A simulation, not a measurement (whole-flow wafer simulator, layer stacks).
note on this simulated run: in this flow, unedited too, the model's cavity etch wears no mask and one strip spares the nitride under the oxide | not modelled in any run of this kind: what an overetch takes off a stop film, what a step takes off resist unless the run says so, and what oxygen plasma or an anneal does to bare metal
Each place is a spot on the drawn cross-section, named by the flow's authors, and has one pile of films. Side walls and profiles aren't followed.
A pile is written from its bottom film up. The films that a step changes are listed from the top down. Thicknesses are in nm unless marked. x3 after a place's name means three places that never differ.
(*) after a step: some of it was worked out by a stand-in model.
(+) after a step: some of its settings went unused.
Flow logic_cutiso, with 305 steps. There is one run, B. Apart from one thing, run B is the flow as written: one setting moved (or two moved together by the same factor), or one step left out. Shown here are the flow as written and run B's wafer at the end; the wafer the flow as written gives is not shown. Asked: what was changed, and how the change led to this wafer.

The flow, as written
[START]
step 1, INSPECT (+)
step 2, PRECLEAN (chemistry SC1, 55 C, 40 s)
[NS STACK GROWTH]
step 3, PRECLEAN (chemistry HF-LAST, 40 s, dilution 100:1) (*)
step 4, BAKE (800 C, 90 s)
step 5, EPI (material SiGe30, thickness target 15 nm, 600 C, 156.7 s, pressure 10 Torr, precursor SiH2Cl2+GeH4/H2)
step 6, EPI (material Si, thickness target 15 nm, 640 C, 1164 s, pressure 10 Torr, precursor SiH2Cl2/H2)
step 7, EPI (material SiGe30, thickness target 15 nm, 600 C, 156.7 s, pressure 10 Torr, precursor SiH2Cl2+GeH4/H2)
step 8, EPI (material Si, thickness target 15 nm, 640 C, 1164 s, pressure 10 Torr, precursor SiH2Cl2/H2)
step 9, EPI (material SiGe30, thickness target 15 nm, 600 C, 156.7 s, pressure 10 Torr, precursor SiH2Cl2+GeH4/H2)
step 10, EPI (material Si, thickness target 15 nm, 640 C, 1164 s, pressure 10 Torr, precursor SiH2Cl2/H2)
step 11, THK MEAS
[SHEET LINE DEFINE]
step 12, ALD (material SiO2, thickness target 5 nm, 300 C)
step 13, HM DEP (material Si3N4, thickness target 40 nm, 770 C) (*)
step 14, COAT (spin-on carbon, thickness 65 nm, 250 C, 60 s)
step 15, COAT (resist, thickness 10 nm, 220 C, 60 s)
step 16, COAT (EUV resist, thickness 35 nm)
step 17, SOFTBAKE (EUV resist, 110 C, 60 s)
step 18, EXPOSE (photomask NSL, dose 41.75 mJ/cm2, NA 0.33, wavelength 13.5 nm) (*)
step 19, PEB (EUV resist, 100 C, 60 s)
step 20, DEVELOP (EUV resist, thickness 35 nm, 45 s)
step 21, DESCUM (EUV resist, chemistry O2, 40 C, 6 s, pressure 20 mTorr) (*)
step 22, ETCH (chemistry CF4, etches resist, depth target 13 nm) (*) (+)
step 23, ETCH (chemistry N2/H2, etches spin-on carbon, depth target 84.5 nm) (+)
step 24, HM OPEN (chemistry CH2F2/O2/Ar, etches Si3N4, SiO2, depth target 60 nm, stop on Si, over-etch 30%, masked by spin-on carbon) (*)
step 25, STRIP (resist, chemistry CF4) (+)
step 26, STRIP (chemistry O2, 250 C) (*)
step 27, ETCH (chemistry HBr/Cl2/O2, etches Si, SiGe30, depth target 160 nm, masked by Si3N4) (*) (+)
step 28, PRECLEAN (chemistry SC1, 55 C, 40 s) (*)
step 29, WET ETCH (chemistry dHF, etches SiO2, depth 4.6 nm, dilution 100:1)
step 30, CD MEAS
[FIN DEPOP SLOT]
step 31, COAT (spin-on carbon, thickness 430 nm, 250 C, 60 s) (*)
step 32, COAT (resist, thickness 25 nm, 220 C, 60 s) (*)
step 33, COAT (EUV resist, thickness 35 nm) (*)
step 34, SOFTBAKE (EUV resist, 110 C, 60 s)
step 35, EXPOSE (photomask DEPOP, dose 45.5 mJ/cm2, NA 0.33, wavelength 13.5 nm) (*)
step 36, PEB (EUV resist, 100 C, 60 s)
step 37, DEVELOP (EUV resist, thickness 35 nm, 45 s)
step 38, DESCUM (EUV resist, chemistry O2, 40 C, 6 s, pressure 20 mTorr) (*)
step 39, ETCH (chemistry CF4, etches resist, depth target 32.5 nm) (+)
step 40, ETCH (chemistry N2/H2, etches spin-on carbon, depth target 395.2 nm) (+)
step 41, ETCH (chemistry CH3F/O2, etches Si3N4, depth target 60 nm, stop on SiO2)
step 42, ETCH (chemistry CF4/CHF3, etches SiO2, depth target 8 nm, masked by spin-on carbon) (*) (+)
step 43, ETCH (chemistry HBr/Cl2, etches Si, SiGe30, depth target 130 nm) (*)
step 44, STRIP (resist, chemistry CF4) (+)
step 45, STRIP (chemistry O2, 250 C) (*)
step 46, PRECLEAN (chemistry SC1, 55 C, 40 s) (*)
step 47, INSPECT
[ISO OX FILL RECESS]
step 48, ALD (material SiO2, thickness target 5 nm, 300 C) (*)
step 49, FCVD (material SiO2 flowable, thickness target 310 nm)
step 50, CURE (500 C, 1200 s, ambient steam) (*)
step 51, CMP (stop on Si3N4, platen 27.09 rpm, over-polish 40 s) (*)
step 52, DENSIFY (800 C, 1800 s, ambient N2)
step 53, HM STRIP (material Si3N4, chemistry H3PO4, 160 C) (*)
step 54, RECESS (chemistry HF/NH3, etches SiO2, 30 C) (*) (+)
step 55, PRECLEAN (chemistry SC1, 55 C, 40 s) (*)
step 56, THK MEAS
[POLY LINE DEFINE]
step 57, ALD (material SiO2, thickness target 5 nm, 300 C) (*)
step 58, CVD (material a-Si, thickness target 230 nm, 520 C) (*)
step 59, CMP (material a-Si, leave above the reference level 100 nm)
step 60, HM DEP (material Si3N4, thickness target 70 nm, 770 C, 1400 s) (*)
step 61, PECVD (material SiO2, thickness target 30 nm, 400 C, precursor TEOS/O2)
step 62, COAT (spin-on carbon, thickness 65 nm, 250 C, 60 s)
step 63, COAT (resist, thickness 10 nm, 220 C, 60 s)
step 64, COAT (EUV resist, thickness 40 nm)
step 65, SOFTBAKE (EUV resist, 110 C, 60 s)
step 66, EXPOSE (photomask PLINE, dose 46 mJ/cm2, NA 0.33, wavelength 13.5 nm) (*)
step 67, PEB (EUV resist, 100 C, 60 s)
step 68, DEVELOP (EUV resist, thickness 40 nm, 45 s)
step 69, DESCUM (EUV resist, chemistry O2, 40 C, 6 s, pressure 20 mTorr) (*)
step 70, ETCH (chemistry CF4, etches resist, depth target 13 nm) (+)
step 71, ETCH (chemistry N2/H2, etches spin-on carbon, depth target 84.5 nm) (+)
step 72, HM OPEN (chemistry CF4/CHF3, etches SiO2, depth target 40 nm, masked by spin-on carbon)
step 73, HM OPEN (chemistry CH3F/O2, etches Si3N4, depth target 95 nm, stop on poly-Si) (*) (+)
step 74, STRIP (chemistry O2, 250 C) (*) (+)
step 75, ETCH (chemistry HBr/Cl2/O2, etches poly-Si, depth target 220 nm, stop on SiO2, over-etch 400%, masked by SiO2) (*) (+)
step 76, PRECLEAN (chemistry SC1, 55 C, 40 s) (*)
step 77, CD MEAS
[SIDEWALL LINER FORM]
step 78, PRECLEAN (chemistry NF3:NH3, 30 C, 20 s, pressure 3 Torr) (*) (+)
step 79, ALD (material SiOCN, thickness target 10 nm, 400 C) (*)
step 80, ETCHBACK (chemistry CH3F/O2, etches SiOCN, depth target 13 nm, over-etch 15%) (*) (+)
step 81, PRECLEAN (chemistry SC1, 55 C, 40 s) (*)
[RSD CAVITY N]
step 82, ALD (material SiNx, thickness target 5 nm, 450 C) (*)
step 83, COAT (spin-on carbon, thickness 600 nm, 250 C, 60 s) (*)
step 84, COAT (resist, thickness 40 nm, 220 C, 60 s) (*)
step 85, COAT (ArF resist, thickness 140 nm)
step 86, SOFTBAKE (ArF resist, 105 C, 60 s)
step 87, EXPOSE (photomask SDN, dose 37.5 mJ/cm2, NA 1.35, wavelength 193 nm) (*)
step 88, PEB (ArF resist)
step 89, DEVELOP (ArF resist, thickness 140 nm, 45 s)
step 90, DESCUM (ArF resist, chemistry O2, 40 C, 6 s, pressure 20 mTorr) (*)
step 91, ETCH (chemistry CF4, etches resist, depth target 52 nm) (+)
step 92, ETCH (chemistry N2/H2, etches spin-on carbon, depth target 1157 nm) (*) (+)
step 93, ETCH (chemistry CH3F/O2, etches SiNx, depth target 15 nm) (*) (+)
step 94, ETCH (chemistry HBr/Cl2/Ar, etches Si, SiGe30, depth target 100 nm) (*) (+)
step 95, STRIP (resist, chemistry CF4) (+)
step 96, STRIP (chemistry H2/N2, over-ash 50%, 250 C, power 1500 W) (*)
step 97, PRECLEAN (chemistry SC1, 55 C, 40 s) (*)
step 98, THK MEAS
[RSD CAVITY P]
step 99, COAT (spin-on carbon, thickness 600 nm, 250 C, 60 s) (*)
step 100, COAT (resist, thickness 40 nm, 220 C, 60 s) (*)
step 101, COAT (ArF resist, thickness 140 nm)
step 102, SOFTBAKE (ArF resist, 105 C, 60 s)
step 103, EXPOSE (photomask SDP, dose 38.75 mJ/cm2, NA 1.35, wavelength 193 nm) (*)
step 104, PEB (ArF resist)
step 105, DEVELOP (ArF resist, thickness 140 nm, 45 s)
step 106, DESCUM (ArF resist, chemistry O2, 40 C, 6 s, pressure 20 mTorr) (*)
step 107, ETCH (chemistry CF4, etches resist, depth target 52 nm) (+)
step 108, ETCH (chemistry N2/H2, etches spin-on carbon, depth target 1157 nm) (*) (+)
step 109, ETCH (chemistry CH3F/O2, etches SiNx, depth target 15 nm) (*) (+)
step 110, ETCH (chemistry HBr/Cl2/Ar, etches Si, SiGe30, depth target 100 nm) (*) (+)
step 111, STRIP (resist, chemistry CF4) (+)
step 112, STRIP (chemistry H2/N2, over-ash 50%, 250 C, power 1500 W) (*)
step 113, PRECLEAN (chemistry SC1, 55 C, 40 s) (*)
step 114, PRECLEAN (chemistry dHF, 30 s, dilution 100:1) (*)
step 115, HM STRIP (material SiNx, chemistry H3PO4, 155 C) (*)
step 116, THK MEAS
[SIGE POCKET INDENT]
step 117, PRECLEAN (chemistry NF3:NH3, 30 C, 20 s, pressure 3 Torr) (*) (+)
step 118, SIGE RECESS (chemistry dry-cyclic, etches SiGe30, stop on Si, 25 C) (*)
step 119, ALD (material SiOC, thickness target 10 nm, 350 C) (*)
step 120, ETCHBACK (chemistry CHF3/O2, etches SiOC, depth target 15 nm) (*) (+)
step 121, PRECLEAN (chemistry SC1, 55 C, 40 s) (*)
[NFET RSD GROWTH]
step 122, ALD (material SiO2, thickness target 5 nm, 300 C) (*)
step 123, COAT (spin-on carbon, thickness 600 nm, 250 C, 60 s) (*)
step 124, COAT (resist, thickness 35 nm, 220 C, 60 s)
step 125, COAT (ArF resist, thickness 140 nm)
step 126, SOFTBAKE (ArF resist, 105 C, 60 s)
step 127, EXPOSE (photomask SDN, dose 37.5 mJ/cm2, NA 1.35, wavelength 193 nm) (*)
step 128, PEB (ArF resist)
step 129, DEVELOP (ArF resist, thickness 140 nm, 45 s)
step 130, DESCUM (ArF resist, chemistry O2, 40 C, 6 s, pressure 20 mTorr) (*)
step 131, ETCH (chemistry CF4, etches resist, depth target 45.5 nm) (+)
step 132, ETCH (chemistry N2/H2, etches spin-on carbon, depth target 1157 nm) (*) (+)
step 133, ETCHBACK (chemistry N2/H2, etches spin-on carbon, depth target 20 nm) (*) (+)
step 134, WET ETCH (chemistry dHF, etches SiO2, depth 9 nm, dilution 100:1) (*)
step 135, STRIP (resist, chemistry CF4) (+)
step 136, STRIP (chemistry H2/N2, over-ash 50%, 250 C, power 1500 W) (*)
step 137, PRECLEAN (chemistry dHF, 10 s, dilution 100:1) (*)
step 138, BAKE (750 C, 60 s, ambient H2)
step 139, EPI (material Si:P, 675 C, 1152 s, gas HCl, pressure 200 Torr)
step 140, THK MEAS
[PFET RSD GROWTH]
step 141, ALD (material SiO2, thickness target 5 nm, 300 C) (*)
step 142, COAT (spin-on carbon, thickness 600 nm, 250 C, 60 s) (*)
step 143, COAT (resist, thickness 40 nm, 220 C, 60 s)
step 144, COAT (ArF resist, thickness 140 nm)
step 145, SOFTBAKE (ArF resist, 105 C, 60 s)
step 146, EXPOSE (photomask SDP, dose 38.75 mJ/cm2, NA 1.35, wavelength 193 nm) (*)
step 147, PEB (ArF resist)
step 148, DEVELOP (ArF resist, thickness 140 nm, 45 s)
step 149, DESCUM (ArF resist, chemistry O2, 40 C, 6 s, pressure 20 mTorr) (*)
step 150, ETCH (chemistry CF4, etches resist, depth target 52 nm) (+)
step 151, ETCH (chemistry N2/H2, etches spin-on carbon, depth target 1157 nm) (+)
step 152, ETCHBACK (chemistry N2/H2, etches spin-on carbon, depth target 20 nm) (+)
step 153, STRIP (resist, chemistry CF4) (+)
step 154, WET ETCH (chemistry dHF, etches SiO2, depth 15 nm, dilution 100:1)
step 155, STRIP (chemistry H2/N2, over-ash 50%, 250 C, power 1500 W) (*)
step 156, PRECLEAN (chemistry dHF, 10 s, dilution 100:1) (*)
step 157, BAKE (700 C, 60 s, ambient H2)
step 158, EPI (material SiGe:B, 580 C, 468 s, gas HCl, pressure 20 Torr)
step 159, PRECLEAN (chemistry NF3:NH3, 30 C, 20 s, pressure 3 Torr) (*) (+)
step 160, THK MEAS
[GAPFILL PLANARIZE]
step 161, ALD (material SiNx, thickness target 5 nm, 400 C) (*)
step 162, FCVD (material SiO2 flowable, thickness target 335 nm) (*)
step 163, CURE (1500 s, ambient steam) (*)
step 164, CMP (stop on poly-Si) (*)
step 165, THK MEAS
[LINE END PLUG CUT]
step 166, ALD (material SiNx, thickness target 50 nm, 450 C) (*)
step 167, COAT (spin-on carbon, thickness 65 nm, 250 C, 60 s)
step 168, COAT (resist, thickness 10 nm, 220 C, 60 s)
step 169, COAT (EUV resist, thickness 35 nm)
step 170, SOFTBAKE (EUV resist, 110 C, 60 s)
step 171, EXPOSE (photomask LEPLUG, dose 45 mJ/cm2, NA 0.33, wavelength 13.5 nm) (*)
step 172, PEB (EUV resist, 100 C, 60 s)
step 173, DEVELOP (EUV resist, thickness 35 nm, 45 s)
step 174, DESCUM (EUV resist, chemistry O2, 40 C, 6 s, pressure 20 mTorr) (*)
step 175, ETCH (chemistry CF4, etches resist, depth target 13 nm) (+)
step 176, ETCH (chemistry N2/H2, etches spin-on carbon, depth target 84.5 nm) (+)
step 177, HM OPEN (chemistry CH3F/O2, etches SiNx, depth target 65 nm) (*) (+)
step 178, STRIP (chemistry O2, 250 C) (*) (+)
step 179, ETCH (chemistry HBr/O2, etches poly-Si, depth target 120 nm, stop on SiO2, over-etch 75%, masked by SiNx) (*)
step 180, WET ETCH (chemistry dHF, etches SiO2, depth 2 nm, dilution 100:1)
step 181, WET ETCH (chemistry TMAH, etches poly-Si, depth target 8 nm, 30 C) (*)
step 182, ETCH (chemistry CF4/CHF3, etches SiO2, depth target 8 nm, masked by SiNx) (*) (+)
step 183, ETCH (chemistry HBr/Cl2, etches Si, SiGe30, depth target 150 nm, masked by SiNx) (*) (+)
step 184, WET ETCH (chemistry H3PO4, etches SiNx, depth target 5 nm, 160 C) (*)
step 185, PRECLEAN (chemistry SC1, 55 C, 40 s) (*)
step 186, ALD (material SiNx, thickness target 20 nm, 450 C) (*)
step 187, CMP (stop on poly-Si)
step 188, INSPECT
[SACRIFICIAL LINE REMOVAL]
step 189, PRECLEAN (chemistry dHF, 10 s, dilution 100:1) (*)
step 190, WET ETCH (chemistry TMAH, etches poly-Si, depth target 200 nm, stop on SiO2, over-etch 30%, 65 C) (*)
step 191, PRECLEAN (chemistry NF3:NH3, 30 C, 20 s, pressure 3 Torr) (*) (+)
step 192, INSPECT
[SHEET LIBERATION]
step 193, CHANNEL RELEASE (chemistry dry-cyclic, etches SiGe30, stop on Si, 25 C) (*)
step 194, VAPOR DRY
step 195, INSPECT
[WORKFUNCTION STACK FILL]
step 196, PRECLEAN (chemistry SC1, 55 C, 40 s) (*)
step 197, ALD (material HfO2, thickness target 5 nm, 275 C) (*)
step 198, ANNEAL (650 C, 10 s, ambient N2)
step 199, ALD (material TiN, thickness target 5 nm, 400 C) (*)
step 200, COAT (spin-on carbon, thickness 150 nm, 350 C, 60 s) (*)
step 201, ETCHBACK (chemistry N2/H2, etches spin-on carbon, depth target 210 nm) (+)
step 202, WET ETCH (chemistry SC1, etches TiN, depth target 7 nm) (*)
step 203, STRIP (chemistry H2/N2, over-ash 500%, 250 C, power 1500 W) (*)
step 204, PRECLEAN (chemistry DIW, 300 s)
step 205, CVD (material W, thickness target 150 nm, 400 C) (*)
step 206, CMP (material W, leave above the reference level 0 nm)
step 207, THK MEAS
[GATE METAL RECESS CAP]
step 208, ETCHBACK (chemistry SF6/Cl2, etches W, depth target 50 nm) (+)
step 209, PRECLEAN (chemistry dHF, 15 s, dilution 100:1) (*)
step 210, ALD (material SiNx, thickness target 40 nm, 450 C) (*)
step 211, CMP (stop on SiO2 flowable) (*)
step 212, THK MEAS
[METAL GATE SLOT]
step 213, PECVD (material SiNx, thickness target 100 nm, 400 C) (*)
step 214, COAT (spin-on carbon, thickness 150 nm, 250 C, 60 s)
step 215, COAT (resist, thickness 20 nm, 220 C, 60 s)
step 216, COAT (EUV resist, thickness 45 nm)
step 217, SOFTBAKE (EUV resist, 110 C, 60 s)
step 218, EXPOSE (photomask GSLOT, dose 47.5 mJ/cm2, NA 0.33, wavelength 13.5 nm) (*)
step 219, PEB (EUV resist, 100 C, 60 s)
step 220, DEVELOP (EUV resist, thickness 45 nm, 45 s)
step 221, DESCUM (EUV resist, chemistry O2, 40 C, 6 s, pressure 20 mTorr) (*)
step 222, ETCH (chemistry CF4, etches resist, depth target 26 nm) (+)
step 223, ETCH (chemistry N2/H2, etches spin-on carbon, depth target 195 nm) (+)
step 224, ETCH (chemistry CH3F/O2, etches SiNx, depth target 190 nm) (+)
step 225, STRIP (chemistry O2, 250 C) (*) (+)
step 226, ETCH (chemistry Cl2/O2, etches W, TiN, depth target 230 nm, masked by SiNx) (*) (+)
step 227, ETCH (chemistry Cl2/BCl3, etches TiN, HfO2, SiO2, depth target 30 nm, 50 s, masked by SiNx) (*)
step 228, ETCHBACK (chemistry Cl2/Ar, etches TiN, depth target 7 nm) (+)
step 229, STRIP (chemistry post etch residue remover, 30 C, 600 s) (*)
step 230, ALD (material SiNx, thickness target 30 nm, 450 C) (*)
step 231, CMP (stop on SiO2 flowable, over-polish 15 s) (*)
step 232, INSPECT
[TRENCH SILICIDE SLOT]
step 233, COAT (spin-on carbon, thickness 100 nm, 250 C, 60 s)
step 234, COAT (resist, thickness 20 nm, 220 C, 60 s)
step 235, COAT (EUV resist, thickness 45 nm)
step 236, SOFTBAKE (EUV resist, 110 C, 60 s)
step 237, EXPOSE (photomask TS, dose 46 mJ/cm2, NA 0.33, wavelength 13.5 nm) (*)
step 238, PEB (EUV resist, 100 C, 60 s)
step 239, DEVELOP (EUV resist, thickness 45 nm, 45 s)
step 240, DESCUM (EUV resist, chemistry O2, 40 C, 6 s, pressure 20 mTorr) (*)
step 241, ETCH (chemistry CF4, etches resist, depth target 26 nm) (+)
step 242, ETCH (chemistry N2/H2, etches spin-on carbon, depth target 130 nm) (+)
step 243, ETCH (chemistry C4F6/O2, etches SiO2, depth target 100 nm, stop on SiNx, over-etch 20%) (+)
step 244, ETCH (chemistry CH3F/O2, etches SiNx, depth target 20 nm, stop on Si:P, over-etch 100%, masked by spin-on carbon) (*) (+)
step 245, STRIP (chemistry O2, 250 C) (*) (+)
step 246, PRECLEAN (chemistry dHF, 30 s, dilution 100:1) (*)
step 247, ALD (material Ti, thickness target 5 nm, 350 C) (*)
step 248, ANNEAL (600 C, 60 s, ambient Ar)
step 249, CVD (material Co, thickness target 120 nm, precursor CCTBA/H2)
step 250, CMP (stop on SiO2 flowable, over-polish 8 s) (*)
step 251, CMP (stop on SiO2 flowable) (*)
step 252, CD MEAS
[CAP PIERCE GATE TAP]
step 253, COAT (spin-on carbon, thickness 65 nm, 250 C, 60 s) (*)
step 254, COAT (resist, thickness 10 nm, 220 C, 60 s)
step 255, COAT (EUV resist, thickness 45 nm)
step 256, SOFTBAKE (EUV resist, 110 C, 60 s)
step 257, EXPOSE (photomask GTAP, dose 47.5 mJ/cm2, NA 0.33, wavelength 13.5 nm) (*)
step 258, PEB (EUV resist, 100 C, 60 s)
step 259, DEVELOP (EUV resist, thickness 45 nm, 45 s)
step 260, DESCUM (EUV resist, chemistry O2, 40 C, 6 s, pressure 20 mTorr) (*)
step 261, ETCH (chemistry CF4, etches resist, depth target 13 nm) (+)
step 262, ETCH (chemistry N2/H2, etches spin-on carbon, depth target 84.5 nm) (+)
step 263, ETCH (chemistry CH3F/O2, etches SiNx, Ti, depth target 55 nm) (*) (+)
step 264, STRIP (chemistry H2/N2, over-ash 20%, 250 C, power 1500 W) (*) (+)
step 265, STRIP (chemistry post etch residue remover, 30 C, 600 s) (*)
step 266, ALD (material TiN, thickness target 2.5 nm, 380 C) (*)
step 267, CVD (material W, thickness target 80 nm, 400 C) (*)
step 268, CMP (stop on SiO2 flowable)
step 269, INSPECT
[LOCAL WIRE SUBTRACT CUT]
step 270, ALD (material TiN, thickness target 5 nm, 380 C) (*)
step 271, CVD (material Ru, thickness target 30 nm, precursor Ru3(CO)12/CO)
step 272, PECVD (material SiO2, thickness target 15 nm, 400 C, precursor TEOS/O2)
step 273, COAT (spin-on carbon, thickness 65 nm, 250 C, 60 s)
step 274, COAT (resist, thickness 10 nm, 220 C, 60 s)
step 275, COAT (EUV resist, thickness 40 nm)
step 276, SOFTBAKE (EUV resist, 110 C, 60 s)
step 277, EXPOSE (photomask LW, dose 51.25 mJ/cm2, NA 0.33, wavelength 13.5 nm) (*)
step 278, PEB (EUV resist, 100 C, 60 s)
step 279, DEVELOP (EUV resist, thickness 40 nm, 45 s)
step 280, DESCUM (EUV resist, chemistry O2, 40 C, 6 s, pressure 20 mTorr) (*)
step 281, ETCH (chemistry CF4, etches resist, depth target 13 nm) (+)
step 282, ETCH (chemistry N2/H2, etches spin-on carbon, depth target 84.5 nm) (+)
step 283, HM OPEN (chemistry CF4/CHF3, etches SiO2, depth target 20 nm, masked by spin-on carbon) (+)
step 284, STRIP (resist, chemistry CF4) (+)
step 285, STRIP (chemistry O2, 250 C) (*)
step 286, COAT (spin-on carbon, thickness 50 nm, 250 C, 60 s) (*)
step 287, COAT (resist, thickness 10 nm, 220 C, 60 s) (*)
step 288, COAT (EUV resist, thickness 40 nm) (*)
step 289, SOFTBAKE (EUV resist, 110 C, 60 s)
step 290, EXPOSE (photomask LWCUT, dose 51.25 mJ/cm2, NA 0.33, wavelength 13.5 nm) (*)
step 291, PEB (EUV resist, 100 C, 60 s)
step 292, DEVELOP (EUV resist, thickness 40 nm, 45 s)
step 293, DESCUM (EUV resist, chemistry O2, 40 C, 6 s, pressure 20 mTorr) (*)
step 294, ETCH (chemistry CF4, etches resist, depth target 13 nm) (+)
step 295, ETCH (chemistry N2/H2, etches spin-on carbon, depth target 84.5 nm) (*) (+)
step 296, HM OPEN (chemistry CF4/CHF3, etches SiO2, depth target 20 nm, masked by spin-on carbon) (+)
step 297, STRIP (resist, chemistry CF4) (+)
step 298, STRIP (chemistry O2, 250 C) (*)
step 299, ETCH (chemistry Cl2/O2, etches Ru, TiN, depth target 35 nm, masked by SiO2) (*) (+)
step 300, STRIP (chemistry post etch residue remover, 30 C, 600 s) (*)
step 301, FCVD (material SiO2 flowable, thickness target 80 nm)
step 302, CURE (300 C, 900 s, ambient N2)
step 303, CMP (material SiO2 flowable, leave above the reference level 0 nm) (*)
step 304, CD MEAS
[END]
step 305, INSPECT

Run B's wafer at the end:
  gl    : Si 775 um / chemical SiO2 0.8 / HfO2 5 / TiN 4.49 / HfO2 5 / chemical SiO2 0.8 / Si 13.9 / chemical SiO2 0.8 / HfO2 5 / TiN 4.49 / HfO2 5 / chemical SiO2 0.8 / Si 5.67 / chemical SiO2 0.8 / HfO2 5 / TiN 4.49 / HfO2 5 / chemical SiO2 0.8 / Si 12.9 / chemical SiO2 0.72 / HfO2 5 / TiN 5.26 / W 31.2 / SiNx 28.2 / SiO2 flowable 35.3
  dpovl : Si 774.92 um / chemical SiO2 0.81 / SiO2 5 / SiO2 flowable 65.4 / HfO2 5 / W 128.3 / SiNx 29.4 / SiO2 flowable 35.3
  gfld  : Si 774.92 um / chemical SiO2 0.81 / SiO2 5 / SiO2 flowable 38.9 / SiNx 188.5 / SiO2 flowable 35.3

The reason: step 8, EPI: 524 s was run, whereas the flow has 1164 s.

Step by step, how the change led to this:
  step 8, EPI (material Si, thickness target 15 nm, 640 C, 1164 s, pressure 10 Torr, precursor SiH2Cl2/H2)
      depop, dpovl, gfld and 19 more: +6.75 Si (new film) (as written it would have been: +15 Si (new film))
  step 27, ETCH (chemistry HBr/Cl2/O2, etches Si, SiGe30, depth target 160 nm, masked by Si3N4) (*) (+)
      gfld, gxf, iso, lnri: -0.79 chemical SiO2 (all of it), -11.4 Si (all of it), -15 SiGe30 (all of it), -6.75 Si (all of it), -15 SiGe30 (all of it), -15 Si (all of it), -15 SiGe30 (all of it), -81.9 Si (as written it would have been: -0.79 chemical SiO2 (all of it), -11.4 Si (all of it), -15 SiGe30 (all of it), -15 Si (all of it), -15 SiGe30 (all of it), -15 Si (all of it), -15 SiGe30 (all of it), -73.6 Si)
      dpovl, nsgap: -0.79 chemical SiO2 (all of it), -11.8 Si (all of it), -15 SiGe30 (all of it), -6.75 Si (all of it), -15 SiGe30 (all of it), -15 Si (all of it), -15 SiGe30 (all of it), -81.5 Si (as written it would have been: -0.79 chemical SiO2 (all of it), -11.8 Si (all of it), -15 SiGe30 (all of it), -15 Si (all of it), -15 SiGe30 (all of it), -15 Si (all of it), -15 SiGe30 (all of it), -73.2 Si)
      (and at 1 other place as well)
  step 43, ETCH (chemistry HBr/Cl2, etches Si, SiGe30, depth target 130 nm) (*)
      depop: -14 Si (all of it), -15 SiGe30 (all of it), -6.75 Si (all of it), -15 SiGe30 (all of it), -15 Si (all of it), -15 SiGe30 (all of it), -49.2 Si (as written it would have been: -14 Si (all of it), -15 SiGe30 (all of it), -15 Si (all of it), -15 SiGe30 (all of it), -15 Si (all of it), -15 SiGe30 (all of it), -41 Si)
  step 94, ETCH (chemistry HBr/Cl2/Ar, etches Si, SiGe30, depth target 100 nm) (*) (+)
      rsdn, rsdx: -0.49 chemical SiO2 (all of it), -12.8 Si (all of it), -15 SiGe30 (all of it), -6.75 Si (all of it), -15 SiGe30 (all of it), -15 Si (all of it), -15 SiGe30 (all of it), -20.4 Si (as written it would have been: -0.49 chemical SiO2 (all of it), -12.8 Si (all of it), -15 SiGe30 (all of it), -15 Si (all of it), -15 SiGe30 (all of it), -15 Si (all of it), -15 SiGe30 (all of it), -12.2 Si)
  step 110, ETCH (chemistry HBr/Cl2/Ar, etches Si, SiGe30, depth target 100 nm) (*) (+)
      rsdp, rsdw: -0.49 chemical SiO2 (all of it), -12.8 Si (all of it), -15 SiGe30 (all of it), -6.75 Si (all of it), -15 SiGe30 (all of it), -15 Si (all of it), -15 SiGe30 (all of it), -20.4 Si (as written it would have been: -0.49 chemical SiO2 (all of it), -12.8 Si (all of it), -15 SiGe30 (all of it), -15 Si (all of it), -15 SiGe30 (all of it), -15 Si (all of it), -15 SiGe30 (all of it), -12.2 Si)
  step 183, ETCH (chemistry HBr/Cl2, etches Si, SiGe30, depth target 150 nm, masked by SiNx) (*) (+)
      plug: -13.6 Si (all of it), -15 SiGe30 (all of it), -6.75 Si (all of it), -15 SiGe30 (all of it), -15 Si (all of it), -15 SiGe30 (all of it), -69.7 Si (as written it would have been: -13.6 Si (all of it), -15 SiGe30 (all of it), -15 Si (all of it), -15 SiGe30 (all of it), -15 Si (all of it), -15 SiGe30 (all of it), -61.4 Si)
